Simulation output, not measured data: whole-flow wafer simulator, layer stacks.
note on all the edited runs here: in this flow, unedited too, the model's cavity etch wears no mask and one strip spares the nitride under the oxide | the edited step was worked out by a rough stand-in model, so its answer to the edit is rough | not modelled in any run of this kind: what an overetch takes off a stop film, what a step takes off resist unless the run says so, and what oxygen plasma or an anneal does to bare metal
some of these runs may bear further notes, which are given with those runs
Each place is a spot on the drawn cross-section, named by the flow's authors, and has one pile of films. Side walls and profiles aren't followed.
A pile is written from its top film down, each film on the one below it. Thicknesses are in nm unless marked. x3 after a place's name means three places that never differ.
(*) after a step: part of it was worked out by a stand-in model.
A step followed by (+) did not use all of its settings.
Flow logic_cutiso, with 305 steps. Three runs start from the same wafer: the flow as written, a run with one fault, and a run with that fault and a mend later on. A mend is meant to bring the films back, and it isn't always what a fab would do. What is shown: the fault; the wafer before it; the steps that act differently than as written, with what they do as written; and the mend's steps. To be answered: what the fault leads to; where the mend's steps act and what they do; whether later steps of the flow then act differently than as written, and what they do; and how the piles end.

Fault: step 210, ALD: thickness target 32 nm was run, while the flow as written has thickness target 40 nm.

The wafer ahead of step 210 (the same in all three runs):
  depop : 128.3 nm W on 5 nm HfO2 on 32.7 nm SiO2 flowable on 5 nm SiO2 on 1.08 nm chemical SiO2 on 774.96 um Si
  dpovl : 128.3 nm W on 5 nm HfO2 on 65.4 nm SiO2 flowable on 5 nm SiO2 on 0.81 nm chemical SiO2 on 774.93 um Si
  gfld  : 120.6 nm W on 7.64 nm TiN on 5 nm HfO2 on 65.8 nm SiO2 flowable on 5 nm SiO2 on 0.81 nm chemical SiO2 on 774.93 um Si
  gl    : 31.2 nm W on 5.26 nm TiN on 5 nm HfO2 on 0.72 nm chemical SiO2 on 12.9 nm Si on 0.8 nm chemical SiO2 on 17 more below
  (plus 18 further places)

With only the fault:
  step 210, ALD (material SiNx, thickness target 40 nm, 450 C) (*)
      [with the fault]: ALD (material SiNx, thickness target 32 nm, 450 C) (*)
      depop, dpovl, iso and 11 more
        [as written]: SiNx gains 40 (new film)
        [with the fault]: SiNx gains 32 (new film)
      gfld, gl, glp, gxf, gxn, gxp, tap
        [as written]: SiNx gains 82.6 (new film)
        [with the fault]: SiNx gains 74.6 (new film)
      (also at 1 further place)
  Steps later in the flow that act otherwise than as written (not shown: 10 more steps that differ only slightly, by at most 2% or 0.5 nm, whichever is larger):
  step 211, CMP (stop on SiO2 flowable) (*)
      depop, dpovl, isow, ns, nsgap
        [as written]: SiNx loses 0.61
        [with the fault]: nothing
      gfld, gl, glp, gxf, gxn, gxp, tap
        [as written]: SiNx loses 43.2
        [with the fault]: SiNx loses 35
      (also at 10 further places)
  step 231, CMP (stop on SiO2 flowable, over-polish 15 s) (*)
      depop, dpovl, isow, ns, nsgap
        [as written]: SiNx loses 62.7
        [with the fault]: SiNx loses 55.1
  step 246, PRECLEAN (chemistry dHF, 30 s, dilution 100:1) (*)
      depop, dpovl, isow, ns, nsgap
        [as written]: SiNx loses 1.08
        [with the fault]: SiNx loses 0.52
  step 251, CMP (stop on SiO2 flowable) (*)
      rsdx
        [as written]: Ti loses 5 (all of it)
        [with the fault]: Ti loses 4.22
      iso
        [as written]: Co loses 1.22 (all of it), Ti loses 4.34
        [with the fault]: Co loses 1.32 (all of it), Ti loses 3.81
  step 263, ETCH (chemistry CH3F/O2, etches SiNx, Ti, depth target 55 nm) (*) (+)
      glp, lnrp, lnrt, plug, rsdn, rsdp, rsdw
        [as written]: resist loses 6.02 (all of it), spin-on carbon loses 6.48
        [with the fault]: resist loses 6.02 (all of it), spin-on carbon loses 7.03
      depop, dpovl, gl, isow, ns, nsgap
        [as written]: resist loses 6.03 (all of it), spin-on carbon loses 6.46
        [with the fault]: resist loses 6.03 (all of it), spin-on carbon loses 7.01
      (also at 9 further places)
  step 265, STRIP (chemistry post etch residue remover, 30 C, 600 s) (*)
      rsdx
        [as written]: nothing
        [with the fault]: Ti loses 0.78 (all of it)
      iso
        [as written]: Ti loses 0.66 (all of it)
        [with the fault]: Ti loses 1.19 (all of it)
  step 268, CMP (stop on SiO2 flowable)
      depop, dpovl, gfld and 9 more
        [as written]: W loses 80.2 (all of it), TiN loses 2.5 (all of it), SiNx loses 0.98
        [with the fault]: W loses 80.2 (all of it), TiN loses 2.5 (all of it), SiNx loses 1.57
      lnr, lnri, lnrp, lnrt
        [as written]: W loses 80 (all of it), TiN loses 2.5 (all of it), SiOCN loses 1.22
        [with the fault]: W loses 80 (all of it), TiN loses 2.5 (all of it), SiOCN loses 1.8
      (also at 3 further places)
  At the end the piles are close to the flow's at the places that both follow, differing by at most 2% or 0.5 nm, whichever is larger.

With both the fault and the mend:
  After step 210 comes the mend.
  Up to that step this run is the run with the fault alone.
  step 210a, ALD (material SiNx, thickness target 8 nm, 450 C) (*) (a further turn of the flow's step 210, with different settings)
      depop, dpovl, gfld and 19 more
        SiNx gains 8
  Steps later in the flow that act otherwise than as written:
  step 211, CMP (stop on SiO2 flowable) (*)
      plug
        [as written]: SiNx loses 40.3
        [with the mend]: SiNx loses 39.4
  The piles end the same as the flow's at every place that both follow.
